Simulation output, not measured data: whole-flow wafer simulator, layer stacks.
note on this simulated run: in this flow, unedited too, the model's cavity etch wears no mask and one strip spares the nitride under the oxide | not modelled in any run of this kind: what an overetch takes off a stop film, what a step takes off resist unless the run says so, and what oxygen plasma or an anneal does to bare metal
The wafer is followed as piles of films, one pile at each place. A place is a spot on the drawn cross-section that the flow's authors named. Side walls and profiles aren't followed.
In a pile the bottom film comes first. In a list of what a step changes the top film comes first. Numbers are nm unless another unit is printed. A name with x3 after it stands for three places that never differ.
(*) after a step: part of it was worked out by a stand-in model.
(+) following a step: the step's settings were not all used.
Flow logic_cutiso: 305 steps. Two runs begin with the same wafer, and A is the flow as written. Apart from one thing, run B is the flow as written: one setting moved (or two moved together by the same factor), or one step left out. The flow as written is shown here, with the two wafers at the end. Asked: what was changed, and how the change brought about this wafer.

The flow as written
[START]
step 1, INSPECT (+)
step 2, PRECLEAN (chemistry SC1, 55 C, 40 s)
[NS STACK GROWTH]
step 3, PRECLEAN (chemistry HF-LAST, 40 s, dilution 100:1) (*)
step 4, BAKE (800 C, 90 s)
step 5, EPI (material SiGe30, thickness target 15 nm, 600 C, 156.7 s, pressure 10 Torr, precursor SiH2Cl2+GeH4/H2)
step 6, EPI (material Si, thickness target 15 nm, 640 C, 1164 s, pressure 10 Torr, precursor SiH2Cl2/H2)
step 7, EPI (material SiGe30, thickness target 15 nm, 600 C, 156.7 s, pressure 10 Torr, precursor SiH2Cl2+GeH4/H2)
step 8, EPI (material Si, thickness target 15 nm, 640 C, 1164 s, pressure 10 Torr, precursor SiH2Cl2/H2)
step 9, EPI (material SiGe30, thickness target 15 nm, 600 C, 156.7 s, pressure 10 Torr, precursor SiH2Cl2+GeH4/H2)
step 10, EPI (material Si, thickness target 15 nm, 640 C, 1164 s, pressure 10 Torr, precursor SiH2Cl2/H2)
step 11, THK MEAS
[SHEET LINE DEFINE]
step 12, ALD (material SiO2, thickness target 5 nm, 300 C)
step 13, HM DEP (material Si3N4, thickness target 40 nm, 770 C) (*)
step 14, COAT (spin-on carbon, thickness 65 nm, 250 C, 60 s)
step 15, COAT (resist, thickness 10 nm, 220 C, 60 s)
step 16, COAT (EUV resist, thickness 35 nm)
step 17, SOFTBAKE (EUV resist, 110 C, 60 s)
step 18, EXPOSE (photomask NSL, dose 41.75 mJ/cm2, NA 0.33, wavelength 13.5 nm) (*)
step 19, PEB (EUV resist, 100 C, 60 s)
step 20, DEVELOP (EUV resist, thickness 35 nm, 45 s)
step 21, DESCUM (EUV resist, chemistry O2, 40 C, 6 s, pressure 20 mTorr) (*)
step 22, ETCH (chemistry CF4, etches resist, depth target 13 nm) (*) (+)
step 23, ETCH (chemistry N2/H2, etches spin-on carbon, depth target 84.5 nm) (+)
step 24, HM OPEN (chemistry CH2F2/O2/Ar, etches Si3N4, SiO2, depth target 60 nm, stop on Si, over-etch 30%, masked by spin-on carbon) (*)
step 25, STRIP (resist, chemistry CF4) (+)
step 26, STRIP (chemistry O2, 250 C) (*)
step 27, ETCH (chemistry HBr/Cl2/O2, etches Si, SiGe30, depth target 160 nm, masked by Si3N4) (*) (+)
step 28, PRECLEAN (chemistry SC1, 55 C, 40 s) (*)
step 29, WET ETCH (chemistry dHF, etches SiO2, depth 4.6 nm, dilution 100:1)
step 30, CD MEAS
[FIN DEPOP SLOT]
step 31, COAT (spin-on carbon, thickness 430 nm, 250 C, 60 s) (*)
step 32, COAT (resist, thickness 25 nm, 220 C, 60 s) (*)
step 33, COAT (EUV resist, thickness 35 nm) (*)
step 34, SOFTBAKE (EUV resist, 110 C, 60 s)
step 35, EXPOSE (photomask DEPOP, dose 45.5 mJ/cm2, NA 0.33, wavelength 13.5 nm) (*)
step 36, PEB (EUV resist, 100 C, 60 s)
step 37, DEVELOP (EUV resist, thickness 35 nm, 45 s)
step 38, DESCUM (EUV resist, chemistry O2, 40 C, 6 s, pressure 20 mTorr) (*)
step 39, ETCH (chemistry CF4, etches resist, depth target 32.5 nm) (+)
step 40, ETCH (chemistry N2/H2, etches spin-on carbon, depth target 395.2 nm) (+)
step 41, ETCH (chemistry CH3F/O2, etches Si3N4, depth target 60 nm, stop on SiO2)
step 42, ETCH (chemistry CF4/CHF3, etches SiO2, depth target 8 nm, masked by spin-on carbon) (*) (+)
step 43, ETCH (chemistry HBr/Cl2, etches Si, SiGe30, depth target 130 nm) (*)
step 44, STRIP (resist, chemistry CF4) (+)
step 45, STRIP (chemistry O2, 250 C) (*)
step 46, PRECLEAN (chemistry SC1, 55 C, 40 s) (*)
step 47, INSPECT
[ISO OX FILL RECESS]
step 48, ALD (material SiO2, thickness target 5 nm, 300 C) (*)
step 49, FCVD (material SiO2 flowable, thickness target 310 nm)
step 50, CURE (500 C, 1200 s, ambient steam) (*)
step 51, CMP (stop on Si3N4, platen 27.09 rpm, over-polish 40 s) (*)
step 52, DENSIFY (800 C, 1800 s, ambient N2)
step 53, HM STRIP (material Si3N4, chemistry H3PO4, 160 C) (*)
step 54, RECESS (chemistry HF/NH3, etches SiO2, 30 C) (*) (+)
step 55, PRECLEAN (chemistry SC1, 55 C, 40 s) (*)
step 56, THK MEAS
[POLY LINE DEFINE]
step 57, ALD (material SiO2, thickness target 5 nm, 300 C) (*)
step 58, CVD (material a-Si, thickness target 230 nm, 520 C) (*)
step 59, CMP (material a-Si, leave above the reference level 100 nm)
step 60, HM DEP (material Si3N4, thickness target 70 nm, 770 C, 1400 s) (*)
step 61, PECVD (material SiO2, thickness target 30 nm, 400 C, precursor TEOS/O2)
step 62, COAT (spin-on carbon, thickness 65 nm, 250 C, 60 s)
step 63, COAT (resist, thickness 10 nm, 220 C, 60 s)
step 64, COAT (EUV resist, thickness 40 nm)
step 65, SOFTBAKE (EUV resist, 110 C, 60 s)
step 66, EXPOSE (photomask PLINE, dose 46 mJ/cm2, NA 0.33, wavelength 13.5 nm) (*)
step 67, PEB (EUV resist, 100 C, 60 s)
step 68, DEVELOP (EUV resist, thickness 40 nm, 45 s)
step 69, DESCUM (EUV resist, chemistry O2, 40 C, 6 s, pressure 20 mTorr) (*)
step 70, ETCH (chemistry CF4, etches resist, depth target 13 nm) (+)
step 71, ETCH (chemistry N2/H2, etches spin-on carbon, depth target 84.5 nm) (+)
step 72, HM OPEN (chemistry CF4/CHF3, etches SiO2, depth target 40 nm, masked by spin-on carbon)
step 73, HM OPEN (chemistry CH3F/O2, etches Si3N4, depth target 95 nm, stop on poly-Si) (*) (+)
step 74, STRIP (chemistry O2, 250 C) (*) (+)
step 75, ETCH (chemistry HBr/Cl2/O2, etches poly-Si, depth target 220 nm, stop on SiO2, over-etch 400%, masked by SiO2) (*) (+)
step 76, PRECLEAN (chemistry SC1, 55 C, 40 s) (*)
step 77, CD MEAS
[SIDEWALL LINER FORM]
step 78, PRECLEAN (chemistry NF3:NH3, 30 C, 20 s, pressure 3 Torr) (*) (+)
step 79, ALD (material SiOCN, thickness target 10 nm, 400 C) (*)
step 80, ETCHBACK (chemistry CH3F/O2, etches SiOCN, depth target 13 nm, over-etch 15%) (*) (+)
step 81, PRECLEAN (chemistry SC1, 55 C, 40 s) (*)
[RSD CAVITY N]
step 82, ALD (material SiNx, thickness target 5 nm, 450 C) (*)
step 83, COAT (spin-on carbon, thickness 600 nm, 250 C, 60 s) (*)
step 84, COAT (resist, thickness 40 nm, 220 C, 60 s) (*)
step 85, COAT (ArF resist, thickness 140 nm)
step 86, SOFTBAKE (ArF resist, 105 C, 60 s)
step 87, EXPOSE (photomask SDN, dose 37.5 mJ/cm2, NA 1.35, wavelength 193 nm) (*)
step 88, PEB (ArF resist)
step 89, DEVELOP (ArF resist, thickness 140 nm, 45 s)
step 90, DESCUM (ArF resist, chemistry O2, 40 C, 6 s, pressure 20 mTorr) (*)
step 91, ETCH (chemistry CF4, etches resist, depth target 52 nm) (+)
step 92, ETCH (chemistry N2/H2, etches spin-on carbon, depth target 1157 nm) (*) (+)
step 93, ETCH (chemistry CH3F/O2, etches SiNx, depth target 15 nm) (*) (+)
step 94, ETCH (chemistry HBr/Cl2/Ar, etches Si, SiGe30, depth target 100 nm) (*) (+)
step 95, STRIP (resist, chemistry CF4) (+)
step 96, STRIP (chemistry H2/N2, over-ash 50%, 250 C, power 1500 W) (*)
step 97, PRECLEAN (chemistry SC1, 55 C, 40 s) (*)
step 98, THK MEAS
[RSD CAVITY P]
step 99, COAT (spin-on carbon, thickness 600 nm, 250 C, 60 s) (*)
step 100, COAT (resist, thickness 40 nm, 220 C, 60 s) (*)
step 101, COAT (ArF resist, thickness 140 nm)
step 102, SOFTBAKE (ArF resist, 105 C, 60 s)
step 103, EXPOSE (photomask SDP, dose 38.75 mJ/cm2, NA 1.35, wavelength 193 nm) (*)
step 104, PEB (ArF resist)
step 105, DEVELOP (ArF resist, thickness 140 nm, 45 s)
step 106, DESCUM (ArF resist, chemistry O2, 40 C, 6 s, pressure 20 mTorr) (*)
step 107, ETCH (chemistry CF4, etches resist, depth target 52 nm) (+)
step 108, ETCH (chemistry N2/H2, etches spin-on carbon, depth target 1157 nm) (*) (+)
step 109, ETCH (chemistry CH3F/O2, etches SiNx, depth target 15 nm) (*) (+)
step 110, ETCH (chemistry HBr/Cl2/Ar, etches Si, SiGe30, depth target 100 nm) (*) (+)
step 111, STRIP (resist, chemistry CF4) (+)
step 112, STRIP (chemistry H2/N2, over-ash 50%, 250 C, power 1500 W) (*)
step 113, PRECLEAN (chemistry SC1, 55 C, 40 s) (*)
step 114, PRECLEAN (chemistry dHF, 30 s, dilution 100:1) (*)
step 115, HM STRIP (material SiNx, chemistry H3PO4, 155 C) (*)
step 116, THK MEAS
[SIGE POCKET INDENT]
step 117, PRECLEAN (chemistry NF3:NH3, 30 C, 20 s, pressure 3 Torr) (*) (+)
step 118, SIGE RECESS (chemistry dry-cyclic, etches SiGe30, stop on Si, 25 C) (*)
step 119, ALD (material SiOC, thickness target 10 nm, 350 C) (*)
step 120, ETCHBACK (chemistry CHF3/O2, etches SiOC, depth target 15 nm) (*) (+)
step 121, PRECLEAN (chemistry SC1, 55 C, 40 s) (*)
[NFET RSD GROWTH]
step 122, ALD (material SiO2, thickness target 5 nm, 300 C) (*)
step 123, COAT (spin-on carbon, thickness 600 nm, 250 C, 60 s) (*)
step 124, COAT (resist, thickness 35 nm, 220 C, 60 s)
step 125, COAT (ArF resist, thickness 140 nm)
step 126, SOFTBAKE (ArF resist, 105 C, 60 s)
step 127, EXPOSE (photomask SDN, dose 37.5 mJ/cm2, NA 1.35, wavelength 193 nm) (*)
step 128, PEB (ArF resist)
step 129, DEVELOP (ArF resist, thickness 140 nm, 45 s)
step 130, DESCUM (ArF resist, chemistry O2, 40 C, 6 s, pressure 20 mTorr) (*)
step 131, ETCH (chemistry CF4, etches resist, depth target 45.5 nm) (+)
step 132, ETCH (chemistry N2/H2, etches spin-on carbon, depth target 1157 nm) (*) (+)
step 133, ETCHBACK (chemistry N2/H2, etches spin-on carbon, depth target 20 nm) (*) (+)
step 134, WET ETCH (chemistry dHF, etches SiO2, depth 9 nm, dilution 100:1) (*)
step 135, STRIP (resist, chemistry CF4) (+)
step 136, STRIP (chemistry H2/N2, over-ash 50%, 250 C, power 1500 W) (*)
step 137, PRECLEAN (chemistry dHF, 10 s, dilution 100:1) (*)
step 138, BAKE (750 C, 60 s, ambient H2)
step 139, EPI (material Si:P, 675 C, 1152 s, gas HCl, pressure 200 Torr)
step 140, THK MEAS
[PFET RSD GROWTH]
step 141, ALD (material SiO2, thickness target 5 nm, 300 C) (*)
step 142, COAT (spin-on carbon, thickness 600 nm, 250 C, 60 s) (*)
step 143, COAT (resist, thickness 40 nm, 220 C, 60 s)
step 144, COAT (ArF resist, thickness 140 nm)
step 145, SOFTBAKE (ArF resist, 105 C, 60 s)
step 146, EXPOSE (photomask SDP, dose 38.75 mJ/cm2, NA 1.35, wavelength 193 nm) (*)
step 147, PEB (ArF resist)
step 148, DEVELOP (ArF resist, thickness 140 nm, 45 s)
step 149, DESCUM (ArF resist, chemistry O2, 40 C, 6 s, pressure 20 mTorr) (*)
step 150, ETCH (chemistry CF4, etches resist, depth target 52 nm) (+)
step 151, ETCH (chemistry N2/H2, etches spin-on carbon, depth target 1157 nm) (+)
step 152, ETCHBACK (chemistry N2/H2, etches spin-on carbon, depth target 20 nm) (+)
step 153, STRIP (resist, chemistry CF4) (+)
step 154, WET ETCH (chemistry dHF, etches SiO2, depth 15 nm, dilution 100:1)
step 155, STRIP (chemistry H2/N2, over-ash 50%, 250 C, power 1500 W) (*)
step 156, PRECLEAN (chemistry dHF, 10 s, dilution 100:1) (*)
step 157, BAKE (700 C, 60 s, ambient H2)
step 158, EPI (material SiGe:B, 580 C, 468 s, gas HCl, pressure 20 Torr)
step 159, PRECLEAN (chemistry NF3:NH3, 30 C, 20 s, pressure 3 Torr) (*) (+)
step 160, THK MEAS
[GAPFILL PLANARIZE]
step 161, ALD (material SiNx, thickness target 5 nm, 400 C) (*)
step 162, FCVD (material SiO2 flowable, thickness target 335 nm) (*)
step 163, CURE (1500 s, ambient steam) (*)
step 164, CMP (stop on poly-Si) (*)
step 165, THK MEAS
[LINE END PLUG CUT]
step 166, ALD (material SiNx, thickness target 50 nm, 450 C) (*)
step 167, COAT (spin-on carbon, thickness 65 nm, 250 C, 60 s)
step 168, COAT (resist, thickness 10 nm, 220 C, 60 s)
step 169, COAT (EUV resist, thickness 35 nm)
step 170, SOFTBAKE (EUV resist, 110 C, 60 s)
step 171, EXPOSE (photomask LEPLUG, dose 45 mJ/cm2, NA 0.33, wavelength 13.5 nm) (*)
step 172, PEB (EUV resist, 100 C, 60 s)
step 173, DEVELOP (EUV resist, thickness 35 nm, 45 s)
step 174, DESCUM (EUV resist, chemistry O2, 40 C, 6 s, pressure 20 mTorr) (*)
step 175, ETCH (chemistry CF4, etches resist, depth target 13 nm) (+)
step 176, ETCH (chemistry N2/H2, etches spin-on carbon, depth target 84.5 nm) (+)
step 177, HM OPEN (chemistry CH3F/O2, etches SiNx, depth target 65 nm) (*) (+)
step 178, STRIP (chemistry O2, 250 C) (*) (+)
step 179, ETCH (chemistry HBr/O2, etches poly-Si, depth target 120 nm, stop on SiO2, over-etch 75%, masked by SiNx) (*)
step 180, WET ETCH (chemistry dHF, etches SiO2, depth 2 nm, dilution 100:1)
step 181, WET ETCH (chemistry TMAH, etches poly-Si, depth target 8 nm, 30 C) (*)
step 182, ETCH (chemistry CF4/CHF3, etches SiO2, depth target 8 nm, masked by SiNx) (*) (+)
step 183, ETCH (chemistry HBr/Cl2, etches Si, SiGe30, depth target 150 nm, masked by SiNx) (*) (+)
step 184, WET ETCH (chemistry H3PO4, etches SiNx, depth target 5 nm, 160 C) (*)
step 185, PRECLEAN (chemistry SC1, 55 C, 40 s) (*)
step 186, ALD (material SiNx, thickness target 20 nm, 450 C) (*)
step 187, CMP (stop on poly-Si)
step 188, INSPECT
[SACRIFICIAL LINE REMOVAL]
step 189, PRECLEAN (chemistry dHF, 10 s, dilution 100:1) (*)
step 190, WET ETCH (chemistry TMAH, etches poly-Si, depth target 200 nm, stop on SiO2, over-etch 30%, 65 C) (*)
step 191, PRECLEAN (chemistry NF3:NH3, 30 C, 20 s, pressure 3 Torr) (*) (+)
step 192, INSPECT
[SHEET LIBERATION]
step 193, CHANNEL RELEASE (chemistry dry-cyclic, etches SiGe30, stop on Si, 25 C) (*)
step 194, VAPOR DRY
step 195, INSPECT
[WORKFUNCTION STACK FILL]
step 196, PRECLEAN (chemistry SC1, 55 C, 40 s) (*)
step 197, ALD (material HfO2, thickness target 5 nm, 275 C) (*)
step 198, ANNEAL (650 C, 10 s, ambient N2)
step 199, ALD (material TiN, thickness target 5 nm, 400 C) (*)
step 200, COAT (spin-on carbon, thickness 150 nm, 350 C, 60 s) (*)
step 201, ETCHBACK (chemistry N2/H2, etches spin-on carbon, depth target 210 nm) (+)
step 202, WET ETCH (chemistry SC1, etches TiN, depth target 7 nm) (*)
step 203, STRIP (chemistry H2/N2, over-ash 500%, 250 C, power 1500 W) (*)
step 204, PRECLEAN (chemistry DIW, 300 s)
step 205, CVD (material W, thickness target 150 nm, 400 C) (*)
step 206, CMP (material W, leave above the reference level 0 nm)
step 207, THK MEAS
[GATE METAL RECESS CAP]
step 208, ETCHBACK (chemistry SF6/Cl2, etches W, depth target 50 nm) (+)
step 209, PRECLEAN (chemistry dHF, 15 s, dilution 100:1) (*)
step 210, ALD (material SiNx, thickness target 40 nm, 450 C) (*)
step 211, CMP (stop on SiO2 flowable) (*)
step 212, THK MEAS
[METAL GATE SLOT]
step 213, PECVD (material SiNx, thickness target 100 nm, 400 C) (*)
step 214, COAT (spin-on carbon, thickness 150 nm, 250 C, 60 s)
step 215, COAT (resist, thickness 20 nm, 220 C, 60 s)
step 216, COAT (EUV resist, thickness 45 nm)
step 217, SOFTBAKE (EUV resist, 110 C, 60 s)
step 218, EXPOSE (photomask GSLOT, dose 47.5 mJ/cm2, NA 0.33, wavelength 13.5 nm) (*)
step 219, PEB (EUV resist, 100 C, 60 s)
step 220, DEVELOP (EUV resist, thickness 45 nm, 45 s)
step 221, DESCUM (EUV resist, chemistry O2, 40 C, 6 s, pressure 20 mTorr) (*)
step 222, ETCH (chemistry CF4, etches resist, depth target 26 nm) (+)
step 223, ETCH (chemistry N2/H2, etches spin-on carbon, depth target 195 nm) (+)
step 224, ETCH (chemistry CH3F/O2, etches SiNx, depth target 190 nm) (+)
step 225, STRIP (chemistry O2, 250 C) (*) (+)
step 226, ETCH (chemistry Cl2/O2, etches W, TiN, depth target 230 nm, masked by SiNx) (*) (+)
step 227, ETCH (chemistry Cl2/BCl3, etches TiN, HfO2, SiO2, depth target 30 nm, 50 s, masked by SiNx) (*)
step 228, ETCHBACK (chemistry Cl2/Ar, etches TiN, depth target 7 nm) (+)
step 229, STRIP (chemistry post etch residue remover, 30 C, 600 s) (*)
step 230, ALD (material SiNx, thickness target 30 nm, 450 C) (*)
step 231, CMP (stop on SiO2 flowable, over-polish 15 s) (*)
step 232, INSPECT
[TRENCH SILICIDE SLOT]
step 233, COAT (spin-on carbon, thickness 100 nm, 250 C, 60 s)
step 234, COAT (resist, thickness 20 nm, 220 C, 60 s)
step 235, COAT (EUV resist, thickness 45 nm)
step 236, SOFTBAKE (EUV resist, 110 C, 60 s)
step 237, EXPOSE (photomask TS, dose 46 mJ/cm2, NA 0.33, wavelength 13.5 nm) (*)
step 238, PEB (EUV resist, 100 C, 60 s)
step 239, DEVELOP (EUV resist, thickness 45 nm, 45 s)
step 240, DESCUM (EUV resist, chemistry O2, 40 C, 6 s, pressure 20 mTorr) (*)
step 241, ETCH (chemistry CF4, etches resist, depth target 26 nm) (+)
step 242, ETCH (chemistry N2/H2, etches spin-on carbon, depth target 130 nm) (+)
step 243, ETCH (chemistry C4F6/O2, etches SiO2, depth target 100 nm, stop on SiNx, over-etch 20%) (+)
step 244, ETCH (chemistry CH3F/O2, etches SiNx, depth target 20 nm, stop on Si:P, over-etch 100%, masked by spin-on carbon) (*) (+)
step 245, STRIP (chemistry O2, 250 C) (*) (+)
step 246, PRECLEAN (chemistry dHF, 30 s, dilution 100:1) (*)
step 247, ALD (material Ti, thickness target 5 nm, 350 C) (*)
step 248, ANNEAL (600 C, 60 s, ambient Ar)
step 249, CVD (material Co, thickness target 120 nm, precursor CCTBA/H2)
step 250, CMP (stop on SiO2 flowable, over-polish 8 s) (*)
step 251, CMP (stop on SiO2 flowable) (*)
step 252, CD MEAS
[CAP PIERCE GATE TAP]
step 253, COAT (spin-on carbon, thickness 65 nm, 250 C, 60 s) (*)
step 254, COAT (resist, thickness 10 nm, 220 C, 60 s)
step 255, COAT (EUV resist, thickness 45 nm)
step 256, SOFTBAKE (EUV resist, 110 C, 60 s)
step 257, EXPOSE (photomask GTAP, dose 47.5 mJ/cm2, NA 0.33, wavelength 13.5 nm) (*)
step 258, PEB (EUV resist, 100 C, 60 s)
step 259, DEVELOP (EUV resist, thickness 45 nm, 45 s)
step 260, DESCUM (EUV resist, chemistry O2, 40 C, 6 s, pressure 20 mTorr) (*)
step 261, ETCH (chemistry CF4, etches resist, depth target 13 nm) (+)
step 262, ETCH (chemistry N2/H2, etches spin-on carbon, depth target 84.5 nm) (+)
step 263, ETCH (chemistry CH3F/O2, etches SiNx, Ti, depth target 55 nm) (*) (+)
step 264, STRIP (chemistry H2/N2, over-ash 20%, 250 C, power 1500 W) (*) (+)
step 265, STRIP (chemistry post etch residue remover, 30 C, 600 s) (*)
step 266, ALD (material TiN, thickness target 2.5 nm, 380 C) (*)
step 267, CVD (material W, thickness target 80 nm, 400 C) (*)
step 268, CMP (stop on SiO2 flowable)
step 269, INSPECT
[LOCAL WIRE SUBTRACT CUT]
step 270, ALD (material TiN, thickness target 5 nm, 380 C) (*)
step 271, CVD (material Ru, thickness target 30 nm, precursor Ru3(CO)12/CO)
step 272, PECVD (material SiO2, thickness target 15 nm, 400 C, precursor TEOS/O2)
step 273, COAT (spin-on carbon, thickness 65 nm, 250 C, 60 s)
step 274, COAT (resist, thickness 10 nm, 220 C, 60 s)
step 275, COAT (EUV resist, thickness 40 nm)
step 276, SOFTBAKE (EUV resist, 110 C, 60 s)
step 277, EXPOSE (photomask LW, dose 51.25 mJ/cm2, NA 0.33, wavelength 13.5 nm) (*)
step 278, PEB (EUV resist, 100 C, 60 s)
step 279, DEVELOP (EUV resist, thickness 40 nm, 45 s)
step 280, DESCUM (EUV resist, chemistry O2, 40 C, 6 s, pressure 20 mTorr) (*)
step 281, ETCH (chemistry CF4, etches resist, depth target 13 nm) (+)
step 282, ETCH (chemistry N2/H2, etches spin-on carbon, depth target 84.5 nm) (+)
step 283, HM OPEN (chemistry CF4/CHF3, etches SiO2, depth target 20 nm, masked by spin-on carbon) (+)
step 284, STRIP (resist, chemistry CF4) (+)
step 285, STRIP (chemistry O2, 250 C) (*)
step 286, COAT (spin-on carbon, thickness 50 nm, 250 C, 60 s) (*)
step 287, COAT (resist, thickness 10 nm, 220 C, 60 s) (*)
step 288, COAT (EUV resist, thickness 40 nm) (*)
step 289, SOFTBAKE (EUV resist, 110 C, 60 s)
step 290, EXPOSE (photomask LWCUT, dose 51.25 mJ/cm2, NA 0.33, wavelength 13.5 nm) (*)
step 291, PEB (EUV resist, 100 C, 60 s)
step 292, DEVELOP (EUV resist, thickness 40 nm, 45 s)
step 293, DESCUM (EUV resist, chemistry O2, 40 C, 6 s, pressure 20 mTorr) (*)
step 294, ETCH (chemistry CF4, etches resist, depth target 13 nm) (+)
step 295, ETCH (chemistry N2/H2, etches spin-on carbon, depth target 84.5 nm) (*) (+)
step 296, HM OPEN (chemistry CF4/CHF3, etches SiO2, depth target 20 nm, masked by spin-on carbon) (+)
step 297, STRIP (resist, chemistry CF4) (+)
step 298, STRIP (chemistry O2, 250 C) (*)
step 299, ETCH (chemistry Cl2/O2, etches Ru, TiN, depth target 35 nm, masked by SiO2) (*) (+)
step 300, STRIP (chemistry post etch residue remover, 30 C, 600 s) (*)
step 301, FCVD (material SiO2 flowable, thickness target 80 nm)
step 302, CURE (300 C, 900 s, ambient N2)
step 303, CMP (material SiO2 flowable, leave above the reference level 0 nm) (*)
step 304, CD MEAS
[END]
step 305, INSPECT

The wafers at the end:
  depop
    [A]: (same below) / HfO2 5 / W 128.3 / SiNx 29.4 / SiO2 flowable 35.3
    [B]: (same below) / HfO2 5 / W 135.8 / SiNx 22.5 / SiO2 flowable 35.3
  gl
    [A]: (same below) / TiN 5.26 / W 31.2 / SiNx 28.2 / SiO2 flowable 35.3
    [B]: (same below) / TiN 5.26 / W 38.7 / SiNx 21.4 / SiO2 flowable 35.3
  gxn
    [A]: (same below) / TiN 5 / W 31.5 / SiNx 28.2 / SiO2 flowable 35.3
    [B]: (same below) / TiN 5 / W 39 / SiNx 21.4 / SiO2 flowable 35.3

Cause: step 208, ETCHBACK: depth target 42.5 nm was run, though the flow has depth target 50 nm.

How this came from the change, step by step:
  step 208, ETCHBACK (chemistry SF6/Cl2, etches W, depth target 50 nm) (+)
      depop, dpovl, gfld and 9 more: A -50 W | B -42.5 W
      iso, rsdn, rsdp, rsdw, rsdx: A -5 SiO2 flowable | B -4.25 SiO2 flowable
      (as well as at 5 more places)
  step 210, ALD (material SiNx, thickness target 40 nm, 450 C) (*)
      gfld, gl, glp, gxf, gxn, gxp, tap: A +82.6 SiNx (new film) | B +76.2 SiNx (new film)
  step 211, CMP (stop on SiO2 flowable) (*)
      depop, dpovl, isow, ns, nsgap: A -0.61 SiNx | B -7.45 SiNx
  step 224, ETCH (chemistry CH3F/O2, etches SiNx, depth target 190 nm) (+)
      gfld: A -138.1 SiNx (all of it), -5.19 W | B -131.2 SiNx (all of it), -5.88 W
  step 226, ETCH (chemistry Cl2/O2, etches W, TiN, depth target 230 nm, masked by SiNx) (*) (+)
      depop, dpovl, gl and 18 more: A -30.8 SiNx | B -32.5 SiNx
      gfld: A -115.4 W (all of it), -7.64 TiN (all of it), -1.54 HfO2 | B -122.3 W (all of it), -7.64 TiN (all of it), -1.62 HfO2
  step 231, CMP (stop on SiO2 flowable, over-polish 15 s) (*)
      depop, dpovl, gfld and 10 more: A -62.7 SiNx | B -61 SiNx
      lnr, lnri, lnrp, lnrt: A -61 SiNx (all of it), -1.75 SiOCN | B -59.3 SiNx (all of it), -1.75 SiOCN
      (as well as at 5 more places)
  step 263, ETCH (chemistry CH3F/O2, etches SiNx, Ti, depth target 55 nm) (*) (+)
      glp, lnrp, lnrt, plug, rsdn, rsdp, rsdw: A -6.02 resist (all of it), -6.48 spin-on carbon | B -6.02 resist (all of it), -1.59 spin-on carbon
      depop, dpovl, gl, isow, ns, nsgap: A -6.03 resist (all of it), -6.46 spin-on carbon | B -6.03 resist (all of it), -1.57 spin-on carbon
      (as well as at 9 more places)
  step 264, STRIP (chemistry H2/N2, over-ash 20%, 250 C, power 1500 W) (*) (+)
      gfld, gl, glp and 11 more: A -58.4 spin-on carbon (all of it) | B -63.3 spin-on carbon (all of it)
      depop, dpovl, isow, ns, nsgap: A -58.5 spin-on carbon (all of it) | B -63.4 spin-on carbon (all of it)
      (as well as at 2 more places)
  step 267, CVD (material W, thickness target 80 nm, 400 C) (*)
      tap: A +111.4 W (new film) | B +104.3 W (new film)
